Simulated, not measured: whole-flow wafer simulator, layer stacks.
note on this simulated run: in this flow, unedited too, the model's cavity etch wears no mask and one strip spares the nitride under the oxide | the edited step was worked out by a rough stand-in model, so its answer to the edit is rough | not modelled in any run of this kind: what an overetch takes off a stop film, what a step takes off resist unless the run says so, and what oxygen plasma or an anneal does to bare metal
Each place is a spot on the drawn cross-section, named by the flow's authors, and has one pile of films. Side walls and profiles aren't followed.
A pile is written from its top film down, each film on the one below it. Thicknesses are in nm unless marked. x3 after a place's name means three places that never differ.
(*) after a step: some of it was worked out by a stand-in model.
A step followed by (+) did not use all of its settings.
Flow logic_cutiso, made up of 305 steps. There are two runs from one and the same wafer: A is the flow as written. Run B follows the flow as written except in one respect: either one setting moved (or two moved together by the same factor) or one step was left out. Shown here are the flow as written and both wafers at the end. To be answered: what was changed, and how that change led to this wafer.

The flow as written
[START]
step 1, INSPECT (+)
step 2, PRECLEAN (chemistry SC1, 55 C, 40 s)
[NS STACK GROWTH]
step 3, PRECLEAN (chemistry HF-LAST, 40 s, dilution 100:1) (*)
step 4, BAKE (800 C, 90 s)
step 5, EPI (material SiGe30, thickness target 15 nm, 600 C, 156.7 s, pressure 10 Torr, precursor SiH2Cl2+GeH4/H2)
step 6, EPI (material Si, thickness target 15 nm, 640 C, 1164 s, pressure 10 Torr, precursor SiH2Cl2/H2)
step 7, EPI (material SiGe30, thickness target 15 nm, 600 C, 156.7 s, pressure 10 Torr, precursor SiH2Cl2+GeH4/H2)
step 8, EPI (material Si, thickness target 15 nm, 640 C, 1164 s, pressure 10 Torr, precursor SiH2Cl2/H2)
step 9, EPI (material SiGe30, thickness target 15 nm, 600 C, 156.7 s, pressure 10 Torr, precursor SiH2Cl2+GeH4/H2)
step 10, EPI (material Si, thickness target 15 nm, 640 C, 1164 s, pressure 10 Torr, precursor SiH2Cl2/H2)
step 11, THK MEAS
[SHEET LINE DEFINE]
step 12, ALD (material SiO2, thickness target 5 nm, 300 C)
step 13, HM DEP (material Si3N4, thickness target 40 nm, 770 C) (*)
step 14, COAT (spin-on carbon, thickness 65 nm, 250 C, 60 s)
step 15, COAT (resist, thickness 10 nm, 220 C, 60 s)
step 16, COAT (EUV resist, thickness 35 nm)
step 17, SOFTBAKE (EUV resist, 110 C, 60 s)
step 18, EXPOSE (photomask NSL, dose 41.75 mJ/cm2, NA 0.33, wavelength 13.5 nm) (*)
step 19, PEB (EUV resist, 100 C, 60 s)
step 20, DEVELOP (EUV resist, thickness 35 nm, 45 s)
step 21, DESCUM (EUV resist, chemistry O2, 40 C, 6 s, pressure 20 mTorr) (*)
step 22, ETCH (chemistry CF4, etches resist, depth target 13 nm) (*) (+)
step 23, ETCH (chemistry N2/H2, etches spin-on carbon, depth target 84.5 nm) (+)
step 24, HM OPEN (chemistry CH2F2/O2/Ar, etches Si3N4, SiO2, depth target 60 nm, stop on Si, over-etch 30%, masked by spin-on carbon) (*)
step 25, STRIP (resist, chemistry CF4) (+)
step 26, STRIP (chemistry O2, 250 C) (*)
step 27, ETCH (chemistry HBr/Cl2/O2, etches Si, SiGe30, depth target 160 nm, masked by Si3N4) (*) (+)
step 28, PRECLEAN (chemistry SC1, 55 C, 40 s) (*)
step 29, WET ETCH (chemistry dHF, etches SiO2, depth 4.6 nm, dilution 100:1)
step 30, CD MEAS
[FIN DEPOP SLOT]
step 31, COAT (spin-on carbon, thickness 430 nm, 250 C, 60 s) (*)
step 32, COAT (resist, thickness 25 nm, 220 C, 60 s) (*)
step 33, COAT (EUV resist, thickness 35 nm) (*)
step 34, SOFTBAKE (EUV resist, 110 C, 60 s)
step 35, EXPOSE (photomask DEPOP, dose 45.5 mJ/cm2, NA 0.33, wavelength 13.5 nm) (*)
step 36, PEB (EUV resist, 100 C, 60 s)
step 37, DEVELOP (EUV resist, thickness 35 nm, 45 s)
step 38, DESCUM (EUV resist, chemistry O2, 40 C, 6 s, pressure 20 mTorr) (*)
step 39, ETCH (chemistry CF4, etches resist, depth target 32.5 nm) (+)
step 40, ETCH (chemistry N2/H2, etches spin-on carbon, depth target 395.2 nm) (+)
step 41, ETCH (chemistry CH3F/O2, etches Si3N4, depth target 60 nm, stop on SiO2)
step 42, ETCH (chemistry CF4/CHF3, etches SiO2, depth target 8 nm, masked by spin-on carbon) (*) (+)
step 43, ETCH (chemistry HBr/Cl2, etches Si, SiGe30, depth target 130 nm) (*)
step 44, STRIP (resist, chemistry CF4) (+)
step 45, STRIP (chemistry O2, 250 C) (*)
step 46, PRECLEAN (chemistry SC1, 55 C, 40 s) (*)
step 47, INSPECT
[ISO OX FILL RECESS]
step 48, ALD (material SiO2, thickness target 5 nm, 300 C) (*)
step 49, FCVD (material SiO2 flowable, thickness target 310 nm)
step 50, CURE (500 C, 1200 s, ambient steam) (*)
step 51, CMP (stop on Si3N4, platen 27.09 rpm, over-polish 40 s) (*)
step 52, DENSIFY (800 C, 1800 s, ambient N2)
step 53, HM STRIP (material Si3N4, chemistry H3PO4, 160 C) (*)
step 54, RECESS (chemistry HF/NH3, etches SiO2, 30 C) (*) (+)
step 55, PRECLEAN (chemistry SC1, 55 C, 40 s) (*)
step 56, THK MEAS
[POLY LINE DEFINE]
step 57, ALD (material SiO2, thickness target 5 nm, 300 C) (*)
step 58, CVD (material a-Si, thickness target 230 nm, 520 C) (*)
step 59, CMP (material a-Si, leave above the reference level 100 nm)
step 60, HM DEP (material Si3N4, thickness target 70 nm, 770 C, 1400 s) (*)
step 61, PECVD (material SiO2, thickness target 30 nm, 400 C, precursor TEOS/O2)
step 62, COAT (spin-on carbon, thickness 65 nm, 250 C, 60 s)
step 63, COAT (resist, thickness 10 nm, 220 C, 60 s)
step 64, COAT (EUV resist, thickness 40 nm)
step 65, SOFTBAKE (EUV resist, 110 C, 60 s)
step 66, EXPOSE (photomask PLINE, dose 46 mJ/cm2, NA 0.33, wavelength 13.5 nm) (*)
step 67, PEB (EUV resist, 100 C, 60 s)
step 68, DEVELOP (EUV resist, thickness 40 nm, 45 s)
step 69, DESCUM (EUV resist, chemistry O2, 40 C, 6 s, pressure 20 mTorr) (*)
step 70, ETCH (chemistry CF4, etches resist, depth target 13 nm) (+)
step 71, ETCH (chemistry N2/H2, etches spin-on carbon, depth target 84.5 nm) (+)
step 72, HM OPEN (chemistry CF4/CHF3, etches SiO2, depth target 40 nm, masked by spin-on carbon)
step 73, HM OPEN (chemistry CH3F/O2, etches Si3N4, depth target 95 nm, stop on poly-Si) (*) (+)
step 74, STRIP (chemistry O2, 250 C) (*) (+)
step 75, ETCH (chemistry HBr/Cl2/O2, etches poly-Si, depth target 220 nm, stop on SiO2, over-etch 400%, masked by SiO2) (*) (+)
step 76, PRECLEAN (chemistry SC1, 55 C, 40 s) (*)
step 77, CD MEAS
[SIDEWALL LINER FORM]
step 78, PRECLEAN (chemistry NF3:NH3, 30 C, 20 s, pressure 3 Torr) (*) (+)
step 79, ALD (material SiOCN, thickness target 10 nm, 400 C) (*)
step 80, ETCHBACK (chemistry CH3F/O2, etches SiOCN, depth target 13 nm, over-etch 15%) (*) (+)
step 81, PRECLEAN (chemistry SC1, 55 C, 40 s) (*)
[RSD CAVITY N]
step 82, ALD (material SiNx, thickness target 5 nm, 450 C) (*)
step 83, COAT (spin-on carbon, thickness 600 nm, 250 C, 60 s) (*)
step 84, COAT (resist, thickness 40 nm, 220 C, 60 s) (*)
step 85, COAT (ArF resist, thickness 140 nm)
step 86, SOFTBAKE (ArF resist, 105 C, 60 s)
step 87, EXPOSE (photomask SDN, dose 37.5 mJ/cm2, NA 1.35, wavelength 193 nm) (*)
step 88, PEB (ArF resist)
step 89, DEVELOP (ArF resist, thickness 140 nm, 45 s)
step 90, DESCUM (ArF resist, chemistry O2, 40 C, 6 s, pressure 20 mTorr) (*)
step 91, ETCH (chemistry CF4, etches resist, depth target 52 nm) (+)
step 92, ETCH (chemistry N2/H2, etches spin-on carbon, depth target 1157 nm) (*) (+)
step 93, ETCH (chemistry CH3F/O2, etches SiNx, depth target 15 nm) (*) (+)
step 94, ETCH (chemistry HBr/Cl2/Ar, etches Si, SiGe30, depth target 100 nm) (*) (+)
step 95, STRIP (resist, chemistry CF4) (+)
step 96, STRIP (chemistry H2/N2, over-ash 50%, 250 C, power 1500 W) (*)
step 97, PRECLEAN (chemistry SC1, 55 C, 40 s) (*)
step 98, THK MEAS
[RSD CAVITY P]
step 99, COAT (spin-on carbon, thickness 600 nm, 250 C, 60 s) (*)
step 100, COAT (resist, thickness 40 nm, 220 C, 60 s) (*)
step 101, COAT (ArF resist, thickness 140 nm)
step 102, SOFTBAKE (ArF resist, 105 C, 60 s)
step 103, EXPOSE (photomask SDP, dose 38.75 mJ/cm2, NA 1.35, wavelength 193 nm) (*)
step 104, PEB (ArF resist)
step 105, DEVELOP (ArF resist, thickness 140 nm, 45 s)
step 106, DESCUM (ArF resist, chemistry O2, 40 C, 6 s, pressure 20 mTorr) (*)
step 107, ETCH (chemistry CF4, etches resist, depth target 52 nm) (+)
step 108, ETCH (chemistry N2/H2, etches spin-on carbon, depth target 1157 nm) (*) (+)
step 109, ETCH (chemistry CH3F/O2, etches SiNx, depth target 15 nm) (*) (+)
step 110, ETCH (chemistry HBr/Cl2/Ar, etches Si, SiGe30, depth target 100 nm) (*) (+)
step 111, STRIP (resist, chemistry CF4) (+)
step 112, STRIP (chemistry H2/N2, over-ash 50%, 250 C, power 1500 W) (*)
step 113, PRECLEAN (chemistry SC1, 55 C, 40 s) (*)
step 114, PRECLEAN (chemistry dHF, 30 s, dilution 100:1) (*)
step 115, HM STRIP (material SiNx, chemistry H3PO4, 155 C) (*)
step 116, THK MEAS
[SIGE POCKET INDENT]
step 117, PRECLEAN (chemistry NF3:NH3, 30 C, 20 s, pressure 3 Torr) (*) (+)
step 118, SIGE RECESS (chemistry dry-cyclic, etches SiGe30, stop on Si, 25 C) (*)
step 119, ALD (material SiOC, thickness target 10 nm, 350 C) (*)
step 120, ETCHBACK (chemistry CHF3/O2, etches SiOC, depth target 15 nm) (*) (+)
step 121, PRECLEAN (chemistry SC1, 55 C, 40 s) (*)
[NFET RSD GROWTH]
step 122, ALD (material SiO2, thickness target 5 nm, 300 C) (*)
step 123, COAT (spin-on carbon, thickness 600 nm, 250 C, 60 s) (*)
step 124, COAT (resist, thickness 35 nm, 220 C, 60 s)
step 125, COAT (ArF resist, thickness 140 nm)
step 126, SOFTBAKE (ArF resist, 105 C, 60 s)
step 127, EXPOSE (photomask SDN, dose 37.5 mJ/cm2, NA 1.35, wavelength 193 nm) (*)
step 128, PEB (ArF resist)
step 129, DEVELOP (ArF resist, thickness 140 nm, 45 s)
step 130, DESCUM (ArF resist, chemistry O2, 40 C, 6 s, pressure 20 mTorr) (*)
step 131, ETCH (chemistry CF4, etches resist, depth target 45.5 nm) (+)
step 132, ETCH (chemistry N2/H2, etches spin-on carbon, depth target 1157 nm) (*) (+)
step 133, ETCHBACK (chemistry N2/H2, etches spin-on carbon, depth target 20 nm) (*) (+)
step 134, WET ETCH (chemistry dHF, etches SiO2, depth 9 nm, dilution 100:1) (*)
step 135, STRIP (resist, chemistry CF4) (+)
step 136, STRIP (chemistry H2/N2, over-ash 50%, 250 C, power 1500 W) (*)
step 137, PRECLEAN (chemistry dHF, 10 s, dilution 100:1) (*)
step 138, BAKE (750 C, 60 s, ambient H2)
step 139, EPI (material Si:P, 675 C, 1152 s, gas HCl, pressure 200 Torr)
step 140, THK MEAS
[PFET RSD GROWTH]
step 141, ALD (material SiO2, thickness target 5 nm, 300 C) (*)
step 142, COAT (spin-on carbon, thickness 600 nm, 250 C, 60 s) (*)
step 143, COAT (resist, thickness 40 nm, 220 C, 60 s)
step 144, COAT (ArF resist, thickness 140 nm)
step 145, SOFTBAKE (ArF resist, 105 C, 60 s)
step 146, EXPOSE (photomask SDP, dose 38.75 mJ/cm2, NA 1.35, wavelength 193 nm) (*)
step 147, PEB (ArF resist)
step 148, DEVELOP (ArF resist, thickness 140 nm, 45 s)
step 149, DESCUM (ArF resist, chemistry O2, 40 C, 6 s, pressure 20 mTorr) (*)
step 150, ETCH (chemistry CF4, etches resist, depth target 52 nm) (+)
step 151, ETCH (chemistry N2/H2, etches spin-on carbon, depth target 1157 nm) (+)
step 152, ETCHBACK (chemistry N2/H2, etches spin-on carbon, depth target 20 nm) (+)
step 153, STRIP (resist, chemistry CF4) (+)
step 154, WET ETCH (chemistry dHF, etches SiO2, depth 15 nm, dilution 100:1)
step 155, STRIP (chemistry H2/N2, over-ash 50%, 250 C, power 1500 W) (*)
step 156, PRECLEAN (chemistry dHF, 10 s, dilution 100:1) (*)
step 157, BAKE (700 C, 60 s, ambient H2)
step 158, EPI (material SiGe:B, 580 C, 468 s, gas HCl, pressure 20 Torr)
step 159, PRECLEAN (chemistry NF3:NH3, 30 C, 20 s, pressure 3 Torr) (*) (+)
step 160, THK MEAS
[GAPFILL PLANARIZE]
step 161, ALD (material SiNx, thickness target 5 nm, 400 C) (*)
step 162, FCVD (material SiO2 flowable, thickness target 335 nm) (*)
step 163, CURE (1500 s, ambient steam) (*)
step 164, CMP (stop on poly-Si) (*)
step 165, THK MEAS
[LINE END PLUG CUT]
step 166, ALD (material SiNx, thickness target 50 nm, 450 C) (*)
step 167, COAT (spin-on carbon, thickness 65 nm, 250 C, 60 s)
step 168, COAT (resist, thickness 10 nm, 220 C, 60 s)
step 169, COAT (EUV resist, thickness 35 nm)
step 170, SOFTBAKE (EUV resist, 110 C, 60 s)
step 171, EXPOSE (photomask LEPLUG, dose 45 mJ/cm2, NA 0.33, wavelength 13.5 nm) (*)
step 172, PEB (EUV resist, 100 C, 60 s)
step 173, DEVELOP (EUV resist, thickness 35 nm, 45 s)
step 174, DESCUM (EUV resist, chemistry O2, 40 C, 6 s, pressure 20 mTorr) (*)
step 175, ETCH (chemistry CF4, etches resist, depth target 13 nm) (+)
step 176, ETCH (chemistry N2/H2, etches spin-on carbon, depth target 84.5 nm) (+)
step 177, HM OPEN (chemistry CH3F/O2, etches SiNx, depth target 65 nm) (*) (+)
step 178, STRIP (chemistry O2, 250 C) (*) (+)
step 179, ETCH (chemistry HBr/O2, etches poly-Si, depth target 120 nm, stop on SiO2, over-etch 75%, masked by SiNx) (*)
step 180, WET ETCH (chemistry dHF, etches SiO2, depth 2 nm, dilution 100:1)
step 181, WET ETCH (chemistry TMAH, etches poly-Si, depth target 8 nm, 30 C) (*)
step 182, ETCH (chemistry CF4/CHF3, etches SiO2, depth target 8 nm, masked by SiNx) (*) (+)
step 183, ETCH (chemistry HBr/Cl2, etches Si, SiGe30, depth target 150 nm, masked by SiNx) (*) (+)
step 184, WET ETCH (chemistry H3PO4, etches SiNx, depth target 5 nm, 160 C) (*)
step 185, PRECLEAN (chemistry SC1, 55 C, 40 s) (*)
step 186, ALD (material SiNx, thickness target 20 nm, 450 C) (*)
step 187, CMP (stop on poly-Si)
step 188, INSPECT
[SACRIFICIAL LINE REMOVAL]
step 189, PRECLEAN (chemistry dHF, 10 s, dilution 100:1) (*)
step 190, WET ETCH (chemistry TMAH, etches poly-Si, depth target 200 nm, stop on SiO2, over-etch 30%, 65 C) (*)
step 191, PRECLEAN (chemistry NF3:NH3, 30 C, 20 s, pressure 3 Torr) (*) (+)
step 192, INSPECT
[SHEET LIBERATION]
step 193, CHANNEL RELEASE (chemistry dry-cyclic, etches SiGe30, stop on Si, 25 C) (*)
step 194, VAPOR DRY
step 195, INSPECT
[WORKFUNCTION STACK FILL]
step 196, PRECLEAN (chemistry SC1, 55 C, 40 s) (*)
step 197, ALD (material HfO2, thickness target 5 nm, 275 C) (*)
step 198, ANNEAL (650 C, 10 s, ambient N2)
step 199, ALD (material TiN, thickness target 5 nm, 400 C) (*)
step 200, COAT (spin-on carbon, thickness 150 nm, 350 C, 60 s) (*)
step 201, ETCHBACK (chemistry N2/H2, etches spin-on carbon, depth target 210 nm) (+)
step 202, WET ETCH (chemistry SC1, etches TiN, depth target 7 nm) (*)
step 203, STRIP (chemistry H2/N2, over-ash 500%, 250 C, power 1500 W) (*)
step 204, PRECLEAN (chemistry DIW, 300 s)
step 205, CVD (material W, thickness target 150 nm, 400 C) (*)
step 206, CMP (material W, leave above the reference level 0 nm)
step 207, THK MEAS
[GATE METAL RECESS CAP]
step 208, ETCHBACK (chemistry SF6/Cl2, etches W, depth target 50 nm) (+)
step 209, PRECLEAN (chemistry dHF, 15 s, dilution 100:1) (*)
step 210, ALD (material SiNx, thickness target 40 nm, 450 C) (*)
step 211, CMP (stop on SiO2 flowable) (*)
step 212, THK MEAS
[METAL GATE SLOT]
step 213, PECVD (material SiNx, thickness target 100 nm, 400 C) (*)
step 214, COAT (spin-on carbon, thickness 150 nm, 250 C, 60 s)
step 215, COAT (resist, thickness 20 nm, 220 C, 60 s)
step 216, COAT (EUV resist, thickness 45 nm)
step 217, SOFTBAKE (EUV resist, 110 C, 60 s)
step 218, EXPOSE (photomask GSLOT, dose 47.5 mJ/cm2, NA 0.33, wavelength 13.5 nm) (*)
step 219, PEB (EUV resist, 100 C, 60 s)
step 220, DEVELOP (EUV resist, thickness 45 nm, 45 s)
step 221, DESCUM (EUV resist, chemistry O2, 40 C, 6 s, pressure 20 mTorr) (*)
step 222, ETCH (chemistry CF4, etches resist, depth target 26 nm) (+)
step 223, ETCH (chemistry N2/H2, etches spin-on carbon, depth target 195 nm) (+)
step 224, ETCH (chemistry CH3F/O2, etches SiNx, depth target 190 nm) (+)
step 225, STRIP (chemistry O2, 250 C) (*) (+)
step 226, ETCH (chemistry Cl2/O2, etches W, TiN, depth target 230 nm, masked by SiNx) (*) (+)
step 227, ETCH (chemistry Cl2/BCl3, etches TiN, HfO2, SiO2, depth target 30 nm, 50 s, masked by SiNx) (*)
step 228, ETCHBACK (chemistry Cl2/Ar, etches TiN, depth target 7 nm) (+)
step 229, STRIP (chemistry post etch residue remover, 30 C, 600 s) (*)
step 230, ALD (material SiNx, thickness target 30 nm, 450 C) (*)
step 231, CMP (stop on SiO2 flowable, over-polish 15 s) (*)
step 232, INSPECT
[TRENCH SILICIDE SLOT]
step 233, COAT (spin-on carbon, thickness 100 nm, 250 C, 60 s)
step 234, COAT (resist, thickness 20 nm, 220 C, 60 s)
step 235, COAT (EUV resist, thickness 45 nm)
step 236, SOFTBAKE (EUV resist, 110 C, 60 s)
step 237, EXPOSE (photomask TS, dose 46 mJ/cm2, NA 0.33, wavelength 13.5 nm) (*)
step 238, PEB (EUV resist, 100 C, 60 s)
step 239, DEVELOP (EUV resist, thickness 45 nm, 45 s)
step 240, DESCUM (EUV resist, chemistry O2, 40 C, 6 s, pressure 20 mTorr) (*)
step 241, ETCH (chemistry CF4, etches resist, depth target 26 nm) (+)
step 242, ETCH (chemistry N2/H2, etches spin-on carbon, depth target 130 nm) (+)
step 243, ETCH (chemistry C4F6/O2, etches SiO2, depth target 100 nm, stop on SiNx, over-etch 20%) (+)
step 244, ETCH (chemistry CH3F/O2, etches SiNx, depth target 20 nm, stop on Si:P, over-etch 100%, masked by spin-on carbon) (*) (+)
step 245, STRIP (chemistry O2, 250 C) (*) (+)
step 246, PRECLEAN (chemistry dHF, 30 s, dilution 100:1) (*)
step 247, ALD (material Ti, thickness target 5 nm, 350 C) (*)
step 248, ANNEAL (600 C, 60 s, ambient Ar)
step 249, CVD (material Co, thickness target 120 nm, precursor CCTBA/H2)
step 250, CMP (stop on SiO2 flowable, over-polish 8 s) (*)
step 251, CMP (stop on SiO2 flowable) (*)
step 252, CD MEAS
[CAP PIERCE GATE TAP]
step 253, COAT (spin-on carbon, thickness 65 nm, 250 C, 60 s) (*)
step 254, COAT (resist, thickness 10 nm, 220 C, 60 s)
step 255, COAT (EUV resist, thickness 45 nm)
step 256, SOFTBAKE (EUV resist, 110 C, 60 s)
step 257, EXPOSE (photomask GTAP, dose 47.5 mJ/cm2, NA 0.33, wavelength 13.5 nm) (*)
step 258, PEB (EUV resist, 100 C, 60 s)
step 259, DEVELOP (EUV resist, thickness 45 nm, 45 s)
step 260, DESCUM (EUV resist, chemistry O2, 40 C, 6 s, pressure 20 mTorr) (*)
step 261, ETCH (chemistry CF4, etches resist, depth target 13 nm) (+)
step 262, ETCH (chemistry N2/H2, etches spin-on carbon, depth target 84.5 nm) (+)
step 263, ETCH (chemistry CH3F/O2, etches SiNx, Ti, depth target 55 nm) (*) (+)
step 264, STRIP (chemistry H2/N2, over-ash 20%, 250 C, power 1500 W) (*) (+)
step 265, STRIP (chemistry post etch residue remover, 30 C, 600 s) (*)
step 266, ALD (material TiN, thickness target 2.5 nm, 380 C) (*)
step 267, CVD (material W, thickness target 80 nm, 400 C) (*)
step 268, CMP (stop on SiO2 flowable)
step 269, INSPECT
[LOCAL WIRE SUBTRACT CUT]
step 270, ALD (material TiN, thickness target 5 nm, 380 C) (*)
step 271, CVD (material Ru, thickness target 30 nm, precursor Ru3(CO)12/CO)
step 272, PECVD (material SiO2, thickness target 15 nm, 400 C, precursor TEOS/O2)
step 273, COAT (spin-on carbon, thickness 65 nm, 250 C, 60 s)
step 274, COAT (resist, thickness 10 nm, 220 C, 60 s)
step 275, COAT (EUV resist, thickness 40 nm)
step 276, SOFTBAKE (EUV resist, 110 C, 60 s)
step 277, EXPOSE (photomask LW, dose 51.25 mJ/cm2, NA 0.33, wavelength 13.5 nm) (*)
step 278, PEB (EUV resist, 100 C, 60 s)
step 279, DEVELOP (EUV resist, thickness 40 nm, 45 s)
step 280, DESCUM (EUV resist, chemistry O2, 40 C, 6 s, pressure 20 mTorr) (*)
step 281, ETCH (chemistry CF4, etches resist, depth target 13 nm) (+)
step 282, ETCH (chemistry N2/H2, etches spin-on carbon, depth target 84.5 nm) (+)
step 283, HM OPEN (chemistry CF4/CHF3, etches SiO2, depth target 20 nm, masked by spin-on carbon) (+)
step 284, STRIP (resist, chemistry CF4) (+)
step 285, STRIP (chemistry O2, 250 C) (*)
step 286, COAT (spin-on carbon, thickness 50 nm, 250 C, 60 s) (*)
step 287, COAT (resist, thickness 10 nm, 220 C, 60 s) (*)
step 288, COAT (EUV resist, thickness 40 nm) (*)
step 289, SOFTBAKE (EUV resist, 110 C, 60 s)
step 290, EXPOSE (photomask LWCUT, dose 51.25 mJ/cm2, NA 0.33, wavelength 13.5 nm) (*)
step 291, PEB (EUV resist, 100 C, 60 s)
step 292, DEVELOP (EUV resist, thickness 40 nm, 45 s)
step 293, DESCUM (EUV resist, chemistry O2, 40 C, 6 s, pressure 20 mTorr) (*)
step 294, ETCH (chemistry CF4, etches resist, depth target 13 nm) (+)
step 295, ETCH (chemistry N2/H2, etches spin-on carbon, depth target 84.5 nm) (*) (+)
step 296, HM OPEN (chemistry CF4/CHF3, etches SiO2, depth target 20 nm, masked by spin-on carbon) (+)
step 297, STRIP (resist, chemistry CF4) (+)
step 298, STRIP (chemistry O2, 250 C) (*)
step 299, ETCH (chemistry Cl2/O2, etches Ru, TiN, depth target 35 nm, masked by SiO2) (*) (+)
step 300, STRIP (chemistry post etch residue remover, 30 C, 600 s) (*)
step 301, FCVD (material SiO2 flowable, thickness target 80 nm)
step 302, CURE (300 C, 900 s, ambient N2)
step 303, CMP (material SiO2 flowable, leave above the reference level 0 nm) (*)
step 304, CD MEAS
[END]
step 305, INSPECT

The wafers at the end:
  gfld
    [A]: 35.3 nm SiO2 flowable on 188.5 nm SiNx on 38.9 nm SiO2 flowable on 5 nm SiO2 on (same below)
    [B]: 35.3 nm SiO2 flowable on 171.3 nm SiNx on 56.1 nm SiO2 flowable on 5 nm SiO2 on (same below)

What caused this: step 227, ETCH: depth target 12.8 nm was run, whereas the flow has depth target 30 nm; step 227, ETCH: 21.2 s was run, where the flow has 50 s.

How this came from the change, step by step:
  step 227, ETCH (chemistry Cl2/BCl3, etches TiN, HfO2, SiO2, depth target 30 nm, 50 s, masked by SiNx) (*)
      depop, dpovl, gl and 18 more: A SiNx loses 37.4 | B SiNx loses 15.9
      gfld: A HfO2 loses 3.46 (all of it), SiO2 flowable loses 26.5 | B HfO2 loses 3.46 (all of it), SiO2 flowable loses 9.34
  step 231, CMP (stop on SiO2 flowable, over-polish 15 s) (*)
      depop, dpovl, gfld and 10 more: A SiNx loses 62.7 | B SiNx loses 84.3
      lnr, lnri, lnrp, lnrt: A SiNx loses 61 (all of it), SiOCN loses 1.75 | B SiNx loses 82.5 (all of it), SiOCN loses 1.75
      (as well as at 5 more places)
